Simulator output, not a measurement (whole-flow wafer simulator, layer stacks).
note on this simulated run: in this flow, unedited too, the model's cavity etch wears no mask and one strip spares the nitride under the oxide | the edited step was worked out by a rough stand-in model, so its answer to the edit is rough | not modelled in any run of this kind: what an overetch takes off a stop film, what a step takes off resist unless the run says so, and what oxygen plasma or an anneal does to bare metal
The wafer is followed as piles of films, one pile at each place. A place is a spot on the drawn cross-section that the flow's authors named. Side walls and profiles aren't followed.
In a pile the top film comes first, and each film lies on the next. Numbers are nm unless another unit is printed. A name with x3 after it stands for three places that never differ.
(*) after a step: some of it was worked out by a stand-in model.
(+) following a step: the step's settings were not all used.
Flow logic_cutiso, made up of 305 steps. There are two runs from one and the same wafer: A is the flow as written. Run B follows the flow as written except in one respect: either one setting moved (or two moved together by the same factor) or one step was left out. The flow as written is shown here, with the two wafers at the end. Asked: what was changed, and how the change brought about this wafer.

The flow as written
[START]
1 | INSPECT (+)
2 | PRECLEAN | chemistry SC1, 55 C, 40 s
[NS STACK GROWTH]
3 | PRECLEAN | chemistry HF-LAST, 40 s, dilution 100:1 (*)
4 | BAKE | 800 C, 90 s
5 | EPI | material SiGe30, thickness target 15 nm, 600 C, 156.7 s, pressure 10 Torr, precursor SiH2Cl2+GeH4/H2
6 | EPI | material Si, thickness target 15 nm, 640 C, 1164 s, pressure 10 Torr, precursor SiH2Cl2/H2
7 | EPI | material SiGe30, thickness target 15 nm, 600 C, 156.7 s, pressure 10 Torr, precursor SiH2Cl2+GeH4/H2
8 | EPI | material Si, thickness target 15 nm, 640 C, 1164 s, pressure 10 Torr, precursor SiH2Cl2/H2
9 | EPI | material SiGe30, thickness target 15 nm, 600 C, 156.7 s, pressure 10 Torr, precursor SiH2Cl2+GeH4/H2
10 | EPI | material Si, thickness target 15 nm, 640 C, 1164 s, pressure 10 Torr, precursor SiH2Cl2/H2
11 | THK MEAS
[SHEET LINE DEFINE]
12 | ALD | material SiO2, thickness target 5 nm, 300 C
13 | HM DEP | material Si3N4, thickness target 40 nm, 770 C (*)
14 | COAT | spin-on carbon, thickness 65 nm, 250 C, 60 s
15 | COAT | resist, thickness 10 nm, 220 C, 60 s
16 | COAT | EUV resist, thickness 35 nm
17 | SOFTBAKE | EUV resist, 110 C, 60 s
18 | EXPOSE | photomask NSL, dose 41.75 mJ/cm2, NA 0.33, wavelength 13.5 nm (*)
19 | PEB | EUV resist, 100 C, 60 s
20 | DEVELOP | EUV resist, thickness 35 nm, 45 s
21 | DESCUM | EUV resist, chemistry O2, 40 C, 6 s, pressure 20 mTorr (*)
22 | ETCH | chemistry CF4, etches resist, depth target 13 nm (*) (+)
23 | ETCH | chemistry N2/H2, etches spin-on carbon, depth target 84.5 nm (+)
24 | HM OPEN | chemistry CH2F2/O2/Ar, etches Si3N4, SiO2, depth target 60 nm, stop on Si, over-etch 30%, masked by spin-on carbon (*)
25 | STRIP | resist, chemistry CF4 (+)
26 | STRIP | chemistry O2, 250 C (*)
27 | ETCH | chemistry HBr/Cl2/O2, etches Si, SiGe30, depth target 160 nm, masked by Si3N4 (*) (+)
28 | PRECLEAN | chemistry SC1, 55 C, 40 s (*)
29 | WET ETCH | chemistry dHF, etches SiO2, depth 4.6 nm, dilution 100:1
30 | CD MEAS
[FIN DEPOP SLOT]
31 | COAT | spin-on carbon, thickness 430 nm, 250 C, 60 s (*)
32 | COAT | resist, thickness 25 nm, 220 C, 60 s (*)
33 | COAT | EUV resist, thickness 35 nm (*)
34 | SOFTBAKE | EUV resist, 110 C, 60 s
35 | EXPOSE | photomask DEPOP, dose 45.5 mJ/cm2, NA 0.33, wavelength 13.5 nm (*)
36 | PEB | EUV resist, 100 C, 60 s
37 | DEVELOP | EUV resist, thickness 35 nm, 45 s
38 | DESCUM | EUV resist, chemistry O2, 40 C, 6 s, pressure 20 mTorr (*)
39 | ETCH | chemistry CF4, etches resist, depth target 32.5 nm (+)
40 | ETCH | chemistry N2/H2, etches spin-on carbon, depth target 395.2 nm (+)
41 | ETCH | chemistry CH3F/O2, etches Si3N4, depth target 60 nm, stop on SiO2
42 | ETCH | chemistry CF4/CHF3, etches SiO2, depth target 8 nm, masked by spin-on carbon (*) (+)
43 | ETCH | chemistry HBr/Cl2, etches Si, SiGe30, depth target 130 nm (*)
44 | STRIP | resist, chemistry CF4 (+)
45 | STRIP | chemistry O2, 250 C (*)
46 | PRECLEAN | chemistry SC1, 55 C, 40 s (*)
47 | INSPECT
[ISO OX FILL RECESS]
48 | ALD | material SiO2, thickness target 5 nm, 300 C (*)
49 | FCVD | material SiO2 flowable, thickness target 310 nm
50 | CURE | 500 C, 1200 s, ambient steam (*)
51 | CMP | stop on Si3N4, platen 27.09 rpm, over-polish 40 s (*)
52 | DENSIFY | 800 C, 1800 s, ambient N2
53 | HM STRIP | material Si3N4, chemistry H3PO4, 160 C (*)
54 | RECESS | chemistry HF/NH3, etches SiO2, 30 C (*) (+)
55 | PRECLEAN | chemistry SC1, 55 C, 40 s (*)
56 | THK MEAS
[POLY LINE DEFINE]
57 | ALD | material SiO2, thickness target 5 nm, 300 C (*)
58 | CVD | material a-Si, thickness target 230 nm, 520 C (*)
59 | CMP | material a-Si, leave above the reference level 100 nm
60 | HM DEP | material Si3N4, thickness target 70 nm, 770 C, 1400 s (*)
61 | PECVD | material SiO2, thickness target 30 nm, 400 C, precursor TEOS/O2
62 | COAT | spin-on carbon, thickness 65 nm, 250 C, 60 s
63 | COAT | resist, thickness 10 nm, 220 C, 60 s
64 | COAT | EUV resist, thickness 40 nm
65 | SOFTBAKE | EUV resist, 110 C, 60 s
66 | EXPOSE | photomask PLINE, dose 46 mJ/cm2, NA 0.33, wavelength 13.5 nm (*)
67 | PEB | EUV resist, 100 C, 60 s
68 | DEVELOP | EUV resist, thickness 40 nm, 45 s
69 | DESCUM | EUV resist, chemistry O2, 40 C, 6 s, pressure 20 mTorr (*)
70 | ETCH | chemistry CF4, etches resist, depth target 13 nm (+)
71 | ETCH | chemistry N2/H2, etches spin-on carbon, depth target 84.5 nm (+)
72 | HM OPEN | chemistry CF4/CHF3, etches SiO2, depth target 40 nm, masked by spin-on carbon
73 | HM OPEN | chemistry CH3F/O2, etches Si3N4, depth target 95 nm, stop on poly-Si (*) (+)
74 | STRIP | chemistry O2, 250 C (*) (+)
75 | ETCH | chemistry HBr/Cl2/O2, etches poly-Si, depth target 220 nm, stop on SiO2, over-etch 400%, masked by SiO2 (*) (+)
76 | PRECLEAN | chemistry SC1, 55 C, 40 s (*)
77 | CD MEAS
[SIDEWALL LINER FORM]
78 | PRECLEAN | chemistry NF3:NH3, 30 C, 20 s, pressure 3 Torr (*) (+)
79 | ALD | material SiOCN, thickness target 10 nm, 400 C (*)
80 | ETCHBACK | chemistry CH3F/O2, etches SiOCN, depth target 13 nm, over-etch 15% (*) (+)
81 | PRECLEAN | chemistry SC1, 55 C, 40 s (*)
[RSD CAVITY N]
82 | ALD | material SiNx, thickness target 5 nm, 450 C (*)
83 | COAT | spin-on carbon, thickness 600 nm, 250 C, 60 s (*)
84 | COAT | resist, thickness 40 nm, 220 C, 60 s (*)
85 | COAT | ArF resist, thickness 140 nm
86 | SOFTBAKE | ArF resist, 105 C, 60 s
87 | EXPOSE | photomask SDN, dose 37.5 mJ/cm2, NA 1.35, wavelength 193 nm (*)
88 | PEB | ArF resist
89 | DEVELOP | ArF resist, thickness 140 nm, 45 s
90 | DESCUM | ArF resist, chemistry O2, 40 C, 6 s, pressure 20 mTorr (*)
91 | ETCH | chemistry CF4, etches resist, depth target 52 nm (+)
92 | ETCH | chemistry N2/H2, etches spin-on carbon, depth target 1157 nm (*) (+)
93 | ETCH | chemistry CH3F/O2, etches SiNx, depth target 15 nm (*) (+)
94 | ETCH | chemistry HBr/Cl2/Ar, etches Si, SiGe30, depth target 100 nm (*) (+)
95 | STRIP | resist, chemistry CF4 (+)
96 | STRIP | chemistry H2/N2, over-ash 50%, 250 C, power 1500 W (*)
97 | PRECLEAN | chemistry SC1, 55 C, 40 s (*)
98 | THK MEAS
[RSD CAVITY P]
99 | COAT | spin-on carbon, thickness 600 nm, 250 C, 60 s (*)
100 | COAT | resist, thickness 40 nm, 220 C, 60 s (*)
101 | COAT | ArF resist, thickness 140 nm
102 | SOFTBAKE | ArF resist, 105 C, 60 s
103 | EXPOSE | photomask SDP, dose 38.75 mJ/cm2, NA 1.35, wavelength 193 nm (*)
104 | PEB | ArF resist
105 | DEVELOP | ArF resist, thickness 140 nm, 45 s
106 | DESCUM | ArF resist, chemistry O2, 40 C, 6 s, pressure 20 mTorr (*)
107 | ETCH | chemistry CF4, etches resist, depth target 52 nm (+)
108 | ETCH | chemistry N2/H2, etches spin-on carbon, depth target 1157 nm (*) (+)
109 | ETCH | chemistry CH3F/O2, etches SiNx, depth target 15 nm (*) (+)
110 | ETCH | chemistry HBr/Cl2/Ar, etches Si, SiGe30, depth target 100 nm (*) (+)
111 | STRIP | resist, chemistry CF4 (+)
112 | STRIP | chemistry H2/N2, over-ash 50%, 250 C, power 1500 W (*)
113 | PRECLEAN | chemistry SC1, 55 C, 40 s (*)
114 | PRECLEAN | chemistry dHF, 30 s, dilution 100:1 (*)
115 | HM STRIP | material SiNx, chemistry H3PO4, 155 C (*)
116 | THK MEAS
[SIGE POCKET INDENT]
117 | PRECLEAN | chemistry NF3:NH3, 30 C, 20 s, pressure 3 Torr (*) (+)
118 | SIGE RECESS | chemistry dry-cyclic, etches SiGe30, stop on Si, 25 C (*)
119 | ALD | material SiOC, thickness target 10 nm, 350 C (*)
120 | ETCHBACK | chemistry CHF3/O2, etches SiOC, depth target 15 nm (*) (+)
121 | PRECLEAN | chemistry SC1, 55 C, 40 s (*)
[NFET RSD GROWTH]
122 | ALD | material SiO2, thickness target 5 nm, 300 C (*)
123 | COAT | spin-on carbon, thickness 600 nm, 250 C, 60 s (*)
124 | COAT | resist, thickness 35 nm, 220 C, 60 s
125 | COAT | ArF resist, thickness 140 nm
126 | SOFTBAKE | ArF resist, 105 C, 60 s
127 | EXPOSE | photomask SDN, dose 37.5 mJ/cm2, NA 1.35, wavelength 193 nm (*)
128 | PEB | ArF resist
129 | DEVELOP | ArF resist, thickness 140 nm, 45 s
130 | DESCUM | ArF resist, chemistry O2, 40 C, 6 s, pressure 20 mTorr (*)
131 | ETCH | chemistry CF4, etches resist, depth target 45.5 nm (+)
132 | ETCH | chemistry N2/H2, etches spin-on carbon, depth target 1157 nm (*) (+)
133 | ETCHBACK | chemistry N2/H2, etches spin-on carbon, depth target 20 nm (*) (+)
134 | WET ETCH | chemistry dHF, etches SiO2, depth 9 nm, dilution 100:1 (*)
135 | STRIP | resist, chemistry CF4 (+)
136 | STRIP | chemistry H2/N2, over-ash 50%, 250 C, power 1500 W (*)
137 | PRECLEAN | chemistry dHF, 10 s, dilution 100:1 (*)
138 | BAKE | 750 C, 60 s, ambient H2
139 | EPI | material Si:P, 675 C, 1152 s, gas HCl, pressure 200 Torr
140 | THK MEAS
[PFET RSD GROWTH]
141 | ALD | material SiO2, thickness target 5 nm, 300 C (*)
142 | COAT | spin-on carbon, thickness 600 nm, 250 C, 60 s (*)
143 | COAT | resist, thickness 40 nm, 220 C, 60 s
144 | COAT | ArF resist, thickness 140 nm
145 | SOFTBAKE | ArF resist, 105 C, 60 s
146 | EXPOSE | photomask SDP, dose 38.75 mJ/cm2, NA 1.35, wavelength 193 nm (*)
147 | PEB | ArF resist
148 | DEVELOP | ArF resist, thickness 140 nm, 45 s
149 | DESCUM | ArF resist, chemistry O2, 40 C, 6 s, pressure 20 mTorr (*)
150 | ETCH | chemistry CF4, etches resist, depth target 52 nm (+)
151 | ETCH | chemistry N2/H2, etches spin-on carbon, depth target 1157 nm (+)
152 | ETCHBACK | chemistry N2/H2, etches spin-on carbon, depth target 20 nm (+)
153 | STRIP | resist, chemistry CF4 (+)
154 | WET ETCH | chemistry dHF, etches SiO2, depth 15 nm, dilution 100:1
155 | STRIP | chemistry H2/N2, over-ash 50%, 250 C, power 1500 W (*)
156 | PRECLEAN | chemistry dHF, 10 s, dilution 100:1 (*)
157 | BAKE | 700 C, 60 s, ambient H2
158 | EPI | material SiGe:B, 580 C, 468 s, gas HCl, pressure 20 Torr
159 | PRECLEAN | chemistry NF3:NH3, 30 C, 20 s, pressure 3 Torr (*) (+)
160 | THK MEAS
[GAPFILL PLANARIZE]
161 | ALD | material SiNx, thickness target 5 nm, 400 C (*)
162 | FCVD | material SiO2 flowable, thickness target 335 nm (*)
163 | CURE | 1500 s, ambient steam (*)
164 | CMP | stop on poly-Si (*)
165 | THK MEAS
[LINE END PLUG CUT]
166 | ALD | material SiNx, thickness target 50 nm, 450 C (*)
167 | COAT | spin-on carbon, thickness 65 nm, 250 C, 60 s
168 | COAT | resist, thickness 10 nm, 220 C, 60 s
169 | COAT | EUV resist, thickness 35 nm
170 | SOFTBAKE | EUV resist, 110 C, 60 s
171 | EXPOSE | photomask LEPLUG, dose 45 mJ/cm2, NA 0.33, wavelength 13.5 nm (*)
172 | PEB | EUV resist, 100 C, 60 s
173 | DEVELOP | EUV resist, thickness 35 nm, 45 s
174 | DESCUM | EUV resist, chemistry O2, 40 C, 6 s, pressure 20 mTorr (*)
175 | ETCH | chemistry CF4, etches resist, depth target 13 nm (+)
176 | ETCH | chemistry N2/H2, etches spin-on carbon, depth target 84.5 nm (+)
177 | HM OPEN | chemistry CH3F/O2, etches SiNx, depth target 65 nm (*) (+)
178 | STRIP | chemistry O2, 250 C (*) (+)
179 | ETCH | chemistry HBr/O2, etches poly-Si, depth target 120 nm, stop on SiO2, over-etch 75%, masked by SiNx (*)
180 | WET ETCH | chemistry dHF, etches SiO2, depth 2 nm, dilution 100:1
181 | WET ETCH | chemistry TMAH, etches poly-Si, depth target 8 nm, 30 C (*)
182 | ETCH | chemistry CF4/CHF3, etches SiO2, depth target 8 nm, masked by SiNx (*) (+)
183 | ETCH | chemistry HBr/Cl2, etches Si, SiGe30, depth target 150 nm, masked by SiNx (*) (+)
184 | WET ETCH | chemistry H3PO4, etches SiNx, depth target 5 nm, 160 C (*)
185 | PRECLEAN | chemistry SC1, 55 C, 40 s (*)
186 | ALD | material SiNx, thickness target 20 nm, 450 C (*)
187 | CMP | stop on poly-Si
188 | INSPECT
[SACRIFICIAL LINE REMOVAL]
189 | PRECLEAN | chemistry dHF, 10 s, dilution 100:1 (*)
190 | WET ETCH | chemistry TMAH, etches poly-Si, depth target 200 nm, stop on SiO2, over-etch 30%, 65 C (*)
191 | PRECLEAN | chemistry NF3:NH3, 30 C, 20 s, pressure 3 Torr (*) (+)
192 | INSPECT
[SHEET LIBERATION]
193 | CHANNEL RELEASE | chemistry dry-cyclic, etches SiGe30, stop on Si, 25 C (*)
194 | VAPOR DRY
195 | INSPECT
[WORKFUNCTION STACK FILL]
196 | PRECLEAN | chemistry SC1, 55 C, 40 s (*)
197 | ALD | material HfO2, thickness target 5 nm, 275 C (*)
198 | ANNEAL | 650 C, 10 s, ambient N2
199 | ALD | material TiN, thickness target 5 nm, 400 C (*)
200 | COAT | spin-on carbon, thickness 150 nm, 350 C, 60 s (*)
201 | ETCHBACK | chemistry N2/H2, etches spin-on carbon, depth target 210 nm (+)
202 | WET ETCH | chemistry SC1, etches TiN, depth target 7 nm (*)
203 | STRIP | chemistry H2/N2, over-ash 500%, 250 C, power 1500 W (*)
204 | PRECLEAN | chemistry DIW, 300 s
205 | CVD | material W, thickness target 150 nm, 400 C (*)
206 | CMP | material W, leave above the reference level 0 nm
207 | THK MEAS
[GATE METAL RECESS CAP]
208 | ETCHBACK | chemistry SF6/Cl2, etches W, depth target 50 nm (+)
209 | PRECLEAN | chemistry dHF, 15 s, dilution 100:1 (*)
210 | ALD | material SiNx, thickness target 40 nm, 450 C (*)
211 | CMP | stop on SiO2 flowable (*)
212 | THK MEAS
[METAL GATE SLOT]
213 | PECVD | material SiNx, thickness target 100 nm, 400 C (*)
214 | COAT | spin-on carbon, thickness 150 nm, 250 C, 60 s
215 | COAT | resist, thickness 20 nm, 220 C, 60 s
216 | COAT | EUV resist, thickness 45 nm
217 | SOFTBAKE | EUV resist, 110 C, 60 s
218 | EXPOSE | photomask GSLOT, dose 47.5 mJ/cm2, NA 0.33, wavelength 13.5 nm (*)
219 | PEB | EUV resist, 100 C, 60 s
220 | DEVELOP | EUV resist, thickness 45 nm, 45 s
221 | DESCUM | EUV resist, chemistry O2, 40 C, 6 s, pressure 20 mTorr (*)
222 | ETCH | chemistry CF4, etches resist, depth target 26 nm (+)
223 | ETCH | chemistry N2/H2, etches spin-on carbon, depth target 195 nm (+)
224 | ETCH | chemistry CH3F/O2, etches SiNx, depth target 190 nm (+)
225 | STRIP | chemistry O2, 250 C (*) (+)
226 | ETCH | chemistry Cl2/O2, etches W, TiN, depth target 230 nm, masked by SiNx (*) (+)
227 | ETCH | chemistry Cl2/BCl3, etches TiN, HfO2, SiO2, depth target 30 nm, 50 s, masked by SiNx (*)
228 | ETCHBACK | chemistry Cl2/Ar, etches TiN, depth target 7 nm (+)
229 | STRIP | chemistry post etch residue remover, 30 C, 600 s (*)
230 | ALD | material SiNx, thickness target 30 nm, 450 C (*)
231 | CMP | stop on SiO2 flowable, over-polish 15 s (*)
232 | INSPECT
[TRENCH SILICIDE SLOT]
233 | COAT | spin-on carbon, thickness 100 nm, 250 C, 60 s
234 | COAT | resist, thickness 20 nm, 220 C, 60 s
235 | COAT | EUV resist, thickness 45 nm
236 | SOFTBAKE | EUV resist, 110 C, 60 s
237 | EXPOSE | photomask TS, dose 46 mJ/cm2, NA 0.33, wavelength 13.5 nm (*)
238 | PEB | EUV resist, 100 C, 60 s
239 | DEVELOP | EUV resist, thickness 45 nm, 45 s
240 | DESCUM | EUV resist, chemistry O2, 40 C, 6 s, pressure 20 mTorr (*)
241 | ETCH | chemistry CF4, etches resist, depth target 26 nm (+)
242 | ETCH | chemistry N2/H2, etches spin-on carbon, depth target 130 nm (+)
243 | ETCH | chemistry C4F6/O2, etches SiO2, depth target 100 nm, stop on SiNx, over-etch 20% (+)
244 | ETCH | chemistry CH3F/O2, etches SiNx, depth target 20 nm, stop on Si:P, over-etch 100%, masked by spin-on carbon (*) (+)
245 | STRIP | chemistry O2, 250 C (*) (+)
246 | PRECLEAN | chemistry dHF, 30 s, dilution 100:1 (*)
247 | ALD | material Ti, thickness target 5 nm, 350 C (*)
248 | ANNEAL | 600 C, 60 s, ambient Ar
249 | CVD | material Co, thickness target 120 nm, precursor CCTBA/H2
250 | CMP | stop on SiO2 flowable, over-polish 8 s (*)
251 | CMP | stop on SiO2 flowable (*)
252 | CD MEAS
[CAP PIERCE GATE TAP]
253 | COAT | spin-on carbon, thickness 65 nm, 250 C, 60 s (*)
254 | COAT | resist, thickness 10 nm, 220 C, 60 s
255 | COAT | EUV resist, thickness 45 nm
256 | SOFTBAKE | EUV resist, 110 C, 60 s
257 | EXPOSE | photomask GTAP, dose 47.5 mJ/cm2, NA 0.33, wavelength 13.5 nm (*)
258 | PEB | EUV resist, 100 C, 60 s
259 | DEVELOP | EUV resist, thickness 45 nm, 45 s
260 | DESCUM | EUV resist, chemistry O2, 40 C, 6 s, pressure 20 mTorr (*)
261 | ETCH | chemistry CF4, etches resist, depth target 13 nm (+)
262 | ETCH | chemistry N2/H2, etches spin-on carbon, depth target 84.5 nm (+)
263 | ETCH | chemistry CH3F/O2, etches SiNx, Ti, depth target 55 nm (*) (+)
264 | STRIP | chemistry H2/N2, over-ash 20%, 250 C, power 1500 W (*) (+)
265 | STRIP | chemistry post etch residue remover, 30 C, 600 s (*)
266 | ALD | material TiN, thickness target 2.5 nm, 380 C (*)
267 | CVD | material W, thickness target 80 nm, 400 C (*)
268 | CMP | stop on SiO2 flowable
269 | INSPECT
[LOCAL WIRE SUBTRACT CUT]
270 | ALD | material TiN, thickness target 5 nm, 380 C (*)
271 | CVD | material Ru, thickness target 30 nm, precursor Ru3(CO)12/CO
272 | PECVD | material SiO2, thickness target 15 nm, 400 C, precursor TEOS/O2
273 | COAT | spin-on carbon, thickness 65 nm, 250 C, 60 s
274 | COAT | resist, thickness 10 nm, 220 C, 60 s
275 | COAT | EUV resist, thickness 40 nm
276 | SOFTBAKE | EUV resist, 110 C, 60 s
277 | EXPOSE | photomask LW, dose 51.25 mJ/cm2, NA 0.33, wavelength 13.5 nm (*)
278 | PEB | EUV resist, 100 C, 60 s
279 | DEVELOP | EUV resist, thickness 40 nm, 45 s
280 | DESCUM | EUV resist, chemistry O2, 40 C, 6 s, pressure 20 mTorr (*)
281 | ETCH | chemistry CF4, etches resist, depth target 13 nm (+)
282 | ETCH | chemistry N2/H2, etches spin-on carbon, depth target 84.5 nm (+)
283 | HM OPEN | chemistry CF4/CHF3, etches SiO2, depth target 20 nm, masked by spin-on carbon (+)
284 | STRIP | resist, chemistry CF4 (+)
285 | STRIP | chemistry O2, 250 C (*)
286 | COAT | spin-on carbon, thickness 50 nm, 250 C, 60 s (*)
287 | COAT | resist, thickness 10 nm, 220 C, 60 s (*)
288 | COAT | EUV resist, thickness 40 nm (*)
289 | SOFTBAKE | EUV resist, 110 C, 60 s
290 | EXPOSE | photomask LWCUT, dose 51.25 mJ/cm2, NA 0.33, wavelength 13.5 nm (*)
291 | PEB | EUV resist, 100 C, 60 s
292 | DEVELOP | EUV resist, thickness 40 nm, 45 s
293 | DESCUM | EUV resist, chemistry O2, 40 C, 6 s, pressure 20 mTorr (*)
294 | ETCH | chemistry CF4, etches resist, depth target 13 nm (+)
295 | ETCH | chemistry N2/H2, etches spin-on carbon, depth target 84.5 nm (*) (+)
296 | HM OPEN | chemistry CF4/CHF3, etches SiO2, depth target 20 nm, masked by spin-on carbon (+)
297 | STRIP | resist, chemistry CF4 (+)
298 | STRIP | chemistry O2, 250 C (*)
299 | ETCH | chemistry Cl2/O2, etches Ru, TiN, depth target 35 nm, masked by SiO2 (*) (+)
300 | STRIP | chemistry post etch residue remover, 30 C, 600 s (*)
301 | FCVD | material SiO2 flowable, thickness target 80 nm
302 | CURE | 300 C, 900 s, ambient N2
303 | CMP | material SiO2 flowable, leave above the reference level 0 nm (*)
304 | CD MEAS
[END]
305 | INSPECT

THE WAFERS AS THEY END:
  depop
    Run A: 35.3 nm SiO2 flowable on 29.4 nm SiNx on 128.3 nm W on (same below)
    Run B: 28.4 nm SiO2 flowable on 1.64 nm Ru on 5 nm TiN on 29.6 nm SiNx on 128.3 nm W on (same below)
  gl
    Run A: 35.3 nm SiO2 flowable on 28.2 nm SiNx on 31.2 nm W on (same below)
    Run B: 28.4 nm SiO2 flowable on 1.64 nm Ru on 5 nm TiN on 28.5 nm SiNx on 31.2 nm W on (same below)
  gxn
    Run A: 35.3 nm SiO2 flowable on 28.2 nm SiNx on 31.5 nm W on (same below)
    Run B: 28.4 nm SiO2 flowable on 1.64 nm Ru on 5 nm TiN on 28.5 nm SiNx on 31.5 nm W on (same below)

What caused this: step 299, ETCH: depth target 28 nm was run, whereas the flow has depth target 35 nm.

How this came from the change, step by step:
  299 | ETCH | chemistry Cl2/O2, etches Ru, TiN, depth target 35 nm, masked by SiO2 (*) (+)
      depop, dpovl, gfld and 15 more: A Ru loses 29.6 (all of it), TiN loses 5 (all of it) | B Ru loses 28
  301 | FCVD | material SiO2 flowable, thickness target 80 nm
      iso, rsdx: A SiO2 flowable gains 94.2 | B SiO2 flowable gains 92.4 (new film)
      gfld, gl, glp, gxf, gxn, gxp, plug: A SiO2 flowable gains 94.4 (new film) | B SiO2 flowable gains 92.4 (new film)
      (as well as at 4 more places)
  303 | CMP | material SiO2 flowable, leave above the reference level 0 nm (*)
      gfld, gl, glp and 10 more: A SiO2 flowable loses 59.2 | B SiO2 flowable loses 64
      depop, dpovl, isow, ns, nsgap: A SiO2 flowable loses 44.7 | B SiO2 flowable loses 51.6
      (as well as at 4 more places)
With metal films that touch counted as one body, depop has 2 bodies (between them, from the top down: SiNx 29.6); the flow as written gives 1 body.
With metal films that touch counted as one body, gl has 5 bodies (between them, from the top down: SiNx 28.5; HfO2 5 / chemical SiO2 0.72 / Si 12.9 / chemical SiO2 0.8 / HfO2 5; HfO2 5 / chemical SiO2 0.8 / Si 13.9 / chemical SiO2 0.8 / HfO2 5; HfO2 5 / chemical SiO2 0.8 / Si 13.9 / chemical SiO2 0.8 / HfO2 5); the flow as written gives 4 bodies (between them, from the top down: HfO2 5 / chemical SiO2 0.72 / Si 12.9 / chemical SiO2 0.8 / HfO2 5; HfO2 5 / chemical SiO2 0.8 / Si 13.9 / chemical SiO2 0.8 / HfO2 5; HfO2 5 / chemical SiO2 0.8 / Si 13.9 / chemical SiO2 0.8 / HfO2 5).
With metal films that touch counted as one body, gxn has 5 bodies (between them, from the top down: SiNx 28.5; HfO2 5 / chemical SiO2 0.72 / Si 12.9 / chemical SiO2 0.8 / HfO2 5; HfO2 5 / chemical SiO2 0.8 / Si 13.9 / chemical SiO2 0.8 / HfO2 5; HfO2 5 / chemical SiO2 0.8 / Si 13.9 / chemical SiO2 0.8 / HfO2 5); the flow as written gives 4 bodies (between them, from the top down: HfO2 5 / chemical SiO2 0.72 / Si 12.9 / chemical SiO2 0.8 / HfO2 5; HfO2 5 / chemical SiO2 0.8 / Si 13.9 / chemical SiO2 0.8 / HfO2 5; HfO2 5 / chemical SiO2 0.8 / Si 13.9 / chemical SiO2 0.8 / HfO2 5).
